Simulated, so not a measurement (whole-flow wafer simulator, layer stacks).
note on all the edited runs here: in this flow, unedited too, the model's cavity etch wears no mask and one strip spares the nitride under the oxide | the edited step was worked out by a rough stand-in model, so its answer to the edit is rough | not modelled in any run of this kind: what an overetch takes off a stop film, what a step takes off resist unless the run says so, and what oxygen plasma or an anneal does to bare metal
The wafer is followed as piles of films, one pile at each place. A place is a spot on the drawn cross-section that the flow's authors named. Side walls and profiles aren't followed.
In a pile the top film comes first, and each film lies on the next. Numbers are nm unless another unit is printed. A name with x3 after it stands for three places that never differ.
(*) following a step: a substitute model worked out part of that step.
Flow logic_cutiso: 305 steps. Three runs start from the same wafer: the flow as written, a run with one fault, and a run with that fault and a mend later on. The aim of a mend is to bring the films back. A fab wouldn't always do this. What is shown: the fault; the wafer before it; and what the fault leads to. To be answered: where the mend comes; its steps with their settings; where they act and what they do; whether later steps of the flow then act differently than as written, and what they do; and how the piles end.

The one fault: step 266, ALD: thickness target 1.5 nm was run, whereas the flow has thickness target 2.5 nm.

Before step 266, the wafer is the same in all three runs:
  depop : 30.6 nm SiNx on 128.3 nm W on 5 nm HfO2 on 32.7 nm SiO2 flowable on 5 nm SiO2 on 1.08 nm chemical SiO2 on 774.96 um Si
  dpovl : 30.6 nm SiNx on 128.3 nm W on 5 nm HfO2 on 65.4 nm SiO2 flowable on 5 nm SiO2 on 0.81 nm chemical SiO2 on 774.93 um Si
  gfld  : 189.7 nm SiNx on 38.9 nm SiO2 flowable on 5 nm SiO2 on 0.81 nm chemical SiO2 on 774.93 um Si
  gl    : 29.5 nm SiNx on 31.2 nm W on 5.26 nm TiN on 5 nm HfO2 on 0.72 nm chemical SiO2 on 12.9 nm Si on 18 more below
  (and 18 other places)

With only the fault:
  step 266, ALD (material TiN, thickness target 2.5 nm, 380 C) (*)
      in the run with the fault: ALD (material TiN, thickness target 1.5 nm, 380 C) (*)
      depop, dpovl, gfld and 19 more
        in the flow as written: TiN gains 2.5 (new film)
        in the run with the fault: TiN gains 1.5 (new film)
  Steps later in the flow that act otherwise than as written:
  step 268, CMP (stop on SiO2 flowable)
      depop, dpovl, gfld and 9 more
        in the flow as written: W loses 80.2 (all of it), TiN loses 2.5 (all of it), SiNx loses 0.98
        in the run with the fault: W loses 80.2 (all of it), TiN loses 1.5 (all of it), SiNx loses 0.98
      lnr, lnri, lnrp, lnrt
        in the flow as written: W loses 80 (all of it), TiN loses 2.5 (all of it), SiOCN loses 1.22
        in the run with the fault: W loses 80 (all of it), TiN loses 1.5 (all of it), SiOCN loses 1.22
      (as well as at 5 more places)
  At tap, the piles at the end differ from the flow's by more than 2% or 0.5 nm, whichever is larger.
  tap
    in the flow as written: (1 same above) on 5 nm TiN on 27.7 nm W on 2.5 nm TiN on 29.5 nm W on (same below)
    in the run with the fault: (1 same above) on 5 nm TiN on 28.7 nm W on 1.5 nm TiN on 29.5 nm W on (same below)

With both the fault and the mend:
  The mend follows step 266.
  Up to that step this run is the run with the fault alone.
  step 266a, ALD (material TiN, thickness target 1 nm, 380 C) (*) (the flow's step 266, run once more with other settings)
      depop, dpovl, gfld and 19 more
        TiN gains 1
  None of the later steps of the flow acts differently than as written at any place that is followed.
  By the end, the piles equal the flow's at every place that both follow.
